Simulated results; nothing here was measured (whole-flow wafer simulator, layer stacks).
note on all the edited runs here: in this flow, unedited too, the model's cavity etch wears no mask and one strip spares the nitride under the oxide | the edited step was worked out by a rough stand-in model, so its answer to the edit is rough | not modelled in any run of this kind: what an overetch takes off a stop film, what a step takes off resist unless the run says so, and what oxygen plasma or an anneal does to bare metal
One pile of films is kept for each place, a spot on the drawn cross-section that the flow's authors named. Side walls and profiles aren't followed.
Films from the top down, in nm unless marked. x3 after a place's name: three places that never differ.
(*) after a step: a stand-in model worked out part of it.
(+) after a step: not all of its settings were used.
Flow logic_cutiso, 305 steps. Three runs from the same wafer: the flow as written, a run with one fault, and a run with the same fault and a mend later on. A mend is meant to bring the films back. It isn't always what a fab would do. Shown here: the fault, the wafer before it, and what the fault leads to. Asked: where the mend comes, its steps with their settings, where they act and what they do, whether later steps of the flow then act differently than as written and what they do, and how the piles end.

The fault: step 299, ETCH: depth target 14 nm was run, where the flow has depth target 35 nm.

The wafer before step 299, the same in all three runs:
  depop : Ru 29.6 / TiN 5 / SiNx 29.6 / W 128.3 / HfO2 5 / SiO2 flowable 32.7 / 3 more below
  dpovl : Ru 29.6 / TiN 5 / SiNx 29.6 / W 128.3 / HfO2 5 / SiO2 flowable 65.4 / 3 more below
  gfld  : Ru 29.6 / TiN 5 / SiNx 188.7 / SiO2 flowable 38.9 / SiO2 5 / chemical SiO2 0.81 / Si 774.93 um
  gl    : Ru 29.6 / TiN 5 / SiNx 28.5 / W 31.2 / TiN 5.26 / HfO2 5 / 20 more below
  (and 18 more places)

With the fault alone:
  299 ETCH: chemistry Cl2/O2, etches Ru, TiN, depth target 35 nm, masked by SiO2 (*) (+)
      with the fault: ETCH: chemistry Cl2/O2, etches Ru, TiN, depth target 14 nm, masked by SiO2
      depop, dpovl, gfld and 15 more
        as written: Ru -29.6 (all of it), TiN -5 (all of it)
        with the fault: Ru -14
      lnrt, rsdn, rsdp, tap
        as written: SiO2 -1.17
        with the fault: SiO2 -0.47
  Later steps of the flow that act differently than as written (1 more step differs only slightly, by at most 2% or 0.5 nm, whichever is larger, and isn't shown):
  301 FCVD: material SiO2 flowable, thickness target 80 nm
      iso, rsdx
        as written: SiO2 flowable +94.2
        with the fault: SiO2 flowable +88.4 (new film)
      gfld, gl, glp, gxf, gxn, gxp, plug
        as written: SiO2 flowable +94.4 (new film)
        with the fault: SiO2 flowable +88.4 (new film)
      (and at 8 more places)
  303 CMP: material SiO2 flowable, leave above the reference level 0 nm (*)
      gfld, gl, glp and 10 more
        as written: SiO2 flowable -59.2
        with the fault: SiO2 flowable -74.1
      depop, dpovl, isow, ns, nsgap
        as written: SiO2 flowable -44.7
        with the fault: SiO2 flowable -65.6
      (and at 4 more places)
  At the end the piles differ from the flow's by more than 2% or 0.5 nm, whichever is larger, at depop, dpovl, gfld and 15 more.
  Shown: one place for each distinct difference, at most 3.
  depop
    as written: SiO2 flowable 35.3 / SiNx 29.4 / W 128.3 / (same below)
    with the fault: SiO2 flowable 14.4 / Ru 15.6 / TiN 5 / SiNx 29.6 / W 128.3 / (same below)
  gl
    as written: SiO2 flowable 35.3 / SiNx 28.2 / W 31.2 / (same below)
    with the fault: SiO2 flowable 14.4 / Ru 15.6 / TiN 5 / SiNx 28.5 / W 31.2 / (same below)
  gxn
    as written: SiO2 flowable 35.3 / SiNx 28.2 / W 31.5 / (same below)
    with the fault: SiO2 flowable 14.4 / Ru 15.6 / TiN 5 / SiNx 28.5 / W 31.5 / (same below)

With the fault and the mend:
  The mend comes after step 299.
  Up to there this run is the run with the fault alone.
  299a ETCH: chemistry Cl2/O2, etches Ru, TiN, depth target 21 nm, masked by SiO2 (*) (+) (the flow's step 299 once more, with other settings)
      depop, dpovl, gfld and 15 more
        Ru -15.6 (all of it), TiN -5 (all of it)
      lnrt, rsdn, rsdp, tap
        SiO2 -0.7
  No later step of the flow acts differently than as written at any place that is followed.
  At the end the piles are the same as the flow's at every place that both follow.
